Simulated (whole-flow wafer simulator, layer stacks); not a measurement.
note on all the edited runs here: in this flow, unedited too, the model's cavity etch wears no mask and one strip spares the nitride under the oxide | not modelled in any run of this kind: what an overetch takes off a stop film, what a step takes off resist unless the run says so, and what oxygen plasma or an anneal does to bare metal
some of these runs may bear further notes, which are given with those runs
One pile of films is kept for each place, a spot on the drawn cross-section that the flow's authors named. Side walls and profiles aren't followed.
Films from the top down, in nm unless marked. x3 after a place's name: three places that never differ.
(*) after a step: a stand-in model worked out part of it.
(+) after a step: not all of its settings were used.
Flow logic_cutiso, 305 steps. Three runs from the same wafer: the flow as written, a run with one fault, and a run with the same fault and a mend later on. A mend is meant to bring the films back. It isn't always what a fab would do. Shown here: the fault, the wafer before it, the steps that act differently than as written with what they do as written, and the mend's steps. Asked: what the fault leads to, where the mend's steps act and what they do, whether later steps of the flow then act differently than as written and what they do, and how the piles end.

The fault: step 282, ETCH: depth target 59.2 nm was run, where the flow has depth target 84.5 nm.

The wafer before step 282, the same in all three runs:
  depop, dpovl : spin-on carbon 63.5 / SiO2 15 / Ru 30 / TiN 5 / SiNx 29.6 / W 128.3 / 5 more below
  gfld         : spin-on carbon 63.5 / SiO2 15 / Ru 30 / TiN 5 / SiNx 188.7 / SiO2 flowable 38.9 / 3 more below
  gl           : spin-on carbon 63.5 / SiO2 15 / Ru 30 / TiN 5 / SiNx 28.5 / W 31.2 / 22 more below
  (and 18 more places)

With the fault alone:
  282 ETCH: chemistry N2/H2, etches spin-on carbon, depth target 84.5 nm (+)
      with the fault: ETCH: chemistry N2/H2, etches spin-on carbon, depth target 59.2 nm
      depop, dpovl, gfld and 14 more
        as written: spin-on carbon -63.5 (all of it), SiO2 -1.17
        with the fault: spin-on carbon -59.2
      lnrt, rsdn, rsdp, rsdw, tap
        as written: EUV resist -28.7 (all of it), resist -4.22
        with the fault: EUV resist -28.7 (all of it), resist -2.53
  Later steps of the flow that act differently than as written (6 more steps differ only slightly, by at most 2% or 0.5 nm, whichever is larger, and aren't shown):
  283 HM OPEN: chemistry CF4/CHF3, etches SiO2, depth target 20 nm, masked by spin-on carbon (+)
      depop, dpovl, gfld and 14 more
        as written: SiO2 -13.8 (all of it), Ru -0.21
        with the fault: spin-on carbon -4.3 (all of it), SiO2 -6.67
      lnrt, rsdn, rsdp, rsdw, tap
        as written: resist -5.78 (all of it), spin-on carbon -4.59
        with the fault: resist -7.47 (all of it), spin-on carbon -4.04
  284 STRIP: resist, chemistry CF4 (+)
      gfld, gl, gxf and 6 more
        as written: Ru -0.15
        with the fault: SiO2 -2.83
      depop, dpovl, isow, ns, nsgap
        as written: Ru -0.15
        with the fault: SiO2 -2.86
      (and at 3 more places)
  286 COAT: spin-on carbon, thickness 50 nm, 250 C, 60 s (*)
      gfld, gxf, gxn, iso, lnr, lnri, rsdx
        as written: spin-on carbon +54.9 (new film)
        with the fault: spin-on carbon +53.1 (new film)
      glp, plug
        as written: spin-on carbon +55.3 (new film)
        with the fault: spin-on carbon +53.2 (new film)
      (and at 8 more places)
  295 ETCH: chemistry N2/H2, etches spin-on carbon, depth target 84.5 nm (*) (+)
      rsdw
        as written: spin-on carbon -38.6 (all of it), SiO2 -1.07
        with the fault: spin-on carbon -42.4 (all of it), SiO2 -1.18
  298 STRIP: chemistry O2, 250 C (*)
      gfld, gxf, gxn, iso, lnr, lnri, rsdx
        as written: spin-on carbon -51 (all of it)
        with the fault: spin-on carbon -49 (all of it)
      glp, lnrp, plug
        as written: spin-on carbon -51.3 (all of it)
        with the fault: spin-on carbon -49 (all of it)
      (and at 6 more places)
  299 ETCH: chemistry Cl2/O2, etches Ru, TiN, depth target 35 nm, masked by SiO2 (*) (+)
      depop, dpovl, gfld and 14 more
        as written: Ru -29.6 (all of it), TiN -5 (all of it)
        with the fault: SiO2 -1.17
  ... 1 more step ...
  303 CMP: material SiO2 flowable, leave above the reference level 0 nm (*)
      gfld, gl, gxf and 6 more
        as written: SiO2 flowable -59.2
        with the fault: SiO2 flowable -80.6 (all of it), SiO2 -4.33 (all of it)
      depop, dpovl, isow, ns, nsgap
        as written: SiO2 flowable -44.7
        with the fault: SiO2 flowable -80 (all of it), SiO2 -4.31 (all of it)
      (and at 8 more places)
  At the end the piles differ from the flow's by more than 2% or 0.5 nm, whichever is larger, at depop, dpovl, gfld and 14 more.
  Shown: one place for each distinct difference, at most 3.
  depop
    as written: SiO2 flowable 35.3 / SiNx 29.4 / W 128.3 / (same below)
    with the fault: Ru 30 / TiN 5 / SiNx 29.6 / W 128.3 / (same below)
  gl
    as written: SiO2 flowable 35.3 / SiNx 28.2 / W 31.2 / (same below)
    with the fault: Ru 30 / TiN 5 / SiNx 28.5 / W 31.2 / (same below)
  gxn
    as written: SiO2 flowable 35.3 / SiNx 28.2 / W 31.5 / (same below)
    with the fault: Ru 30 / TiN 5 / SiNx 28.5 / W 31.5 / (same below)

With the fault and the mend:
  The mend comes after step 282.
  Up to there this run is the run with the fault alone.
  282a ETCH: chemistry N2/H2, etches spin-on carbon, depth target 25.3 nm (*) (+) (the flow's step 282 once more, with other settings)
      depop, dpovl, gfld and 14 more
        spin-on carbon -4.3 (all of it), SiO2 -0.12
      lnrt, rsdn, rsdp, rsdw, tap
        resist -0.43
  Later steps of the flow that act differently than as written (7 more steps differ only slightly, by at most 2% or 0.5 nm, whichever is larger, and aren't shown):
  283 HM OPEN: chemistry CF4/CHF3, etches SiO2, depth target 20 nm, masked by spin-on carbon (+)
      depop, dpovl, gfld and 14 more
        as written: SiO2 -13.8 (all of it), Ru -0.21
        with the mend: SiO2 -14.9 (all of it), Ru -0.17
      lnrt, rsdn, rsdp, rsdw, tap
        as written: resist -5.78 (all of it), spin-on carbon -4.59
        with the mend: resist -7.04 (all of it), spin-on carbon -4.18
  At the end the piles differ from the flow's only slightly at the places that both follow, by at most 2% or 0.5 nm, whichever is larger.
